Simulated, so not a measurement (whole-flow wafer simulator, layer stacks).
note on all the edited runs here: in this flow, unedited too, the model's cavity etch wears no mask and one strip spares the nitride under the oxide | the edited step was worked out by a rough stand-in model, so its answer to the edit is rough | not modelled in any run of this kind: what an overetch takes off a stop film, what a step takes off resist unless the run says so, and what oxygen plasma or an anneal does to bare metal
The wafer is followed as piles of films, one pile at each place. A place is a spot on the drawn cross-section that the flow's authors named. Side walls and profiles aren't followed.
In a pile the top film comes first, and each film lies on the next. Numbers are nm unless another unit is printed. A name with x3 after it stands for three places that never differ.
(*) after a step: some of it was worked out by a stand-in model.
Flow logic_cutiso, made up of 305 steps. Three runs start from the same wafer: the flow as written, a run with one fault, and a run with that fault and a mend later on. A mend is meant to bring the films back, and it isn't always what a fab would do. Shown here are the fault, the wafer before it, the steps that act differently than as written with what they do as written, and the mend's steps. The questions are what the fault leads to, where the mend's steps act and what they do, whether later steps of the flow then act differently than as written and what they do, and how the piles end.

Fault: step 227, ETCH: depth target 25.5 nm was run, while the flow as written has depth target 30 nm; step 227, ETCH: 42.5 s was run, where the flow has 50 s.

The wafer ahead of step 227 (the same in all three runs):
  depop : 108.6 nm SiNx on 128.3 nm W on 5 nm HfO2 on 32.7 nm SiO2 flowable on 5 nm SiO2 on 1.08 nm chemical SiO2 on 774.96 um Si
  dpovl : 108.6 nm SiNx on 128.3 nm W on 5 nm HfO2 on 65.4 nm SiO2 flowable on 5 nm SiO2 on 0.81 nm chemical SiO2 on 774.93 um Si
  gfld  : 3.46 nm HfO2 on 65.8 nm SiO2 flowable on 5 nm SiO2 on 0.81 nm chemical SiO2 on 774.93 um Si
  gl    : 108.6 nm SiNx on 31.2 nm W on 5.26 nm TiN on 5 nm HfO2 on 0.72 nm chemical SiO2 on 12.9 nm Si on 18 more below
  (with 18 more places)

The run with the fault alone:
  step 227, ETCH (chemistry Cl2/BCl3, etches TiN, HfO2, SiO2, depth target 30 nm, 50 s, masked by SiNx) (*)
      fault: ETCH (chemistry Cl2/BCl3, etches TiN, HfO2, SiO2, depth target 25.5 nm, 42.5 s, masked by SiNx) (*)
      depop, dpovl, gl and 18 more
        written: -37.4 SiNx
        fault: -31.8 SiNx
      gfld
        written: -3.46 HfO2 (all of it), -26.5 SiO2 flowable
        fault: -3.46 HfO2 (all of it), -22 SiO2 flowable
  Steps later in the flow that act otherwise than as written (1 other step is not shown; it differs only slightly, by no more than 2% or 0.5 nm, whichever is larger):
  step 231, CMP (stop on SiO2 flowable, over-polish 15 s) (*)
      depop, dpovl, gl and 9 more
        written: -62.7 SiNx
        fault: -68.3 SiNx
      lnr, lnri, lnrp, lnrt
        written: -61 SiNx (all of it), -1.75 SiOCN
        fault: -66.6 SiNx (all of it), -1.75 SiOCN
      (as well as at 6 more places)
  At gfld, the piles at the end differ from the flow's by more than 2% or 0.5 nm, whichever is larger.
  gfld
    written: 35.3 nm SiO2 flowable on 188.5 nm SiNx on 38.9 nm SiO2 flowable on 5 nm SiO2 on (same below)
    fault: 35.3 nm SiO2 flowable on 184 nm SiNx on 43.4 nm SiO2 flowable on 5 nm SiO2 on (same below)

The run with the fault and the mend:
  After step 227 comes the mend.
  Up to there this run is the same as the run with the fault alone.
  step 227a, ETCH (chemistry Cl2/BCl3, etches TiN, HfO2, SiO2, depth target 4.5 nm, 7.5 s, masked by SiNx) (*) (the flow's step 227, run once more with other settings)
      depop, dpovl, gl and 9 more
        -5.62 SiNx
      iso, lnr, lnri and 6 more
        -5.61 SiNx
      gfld
        -4.5 SiO2 flowable
  Every later step of the flow that is run acts as written at every place that is followed.
  The piles end the same as the flow's at every place that both follow.
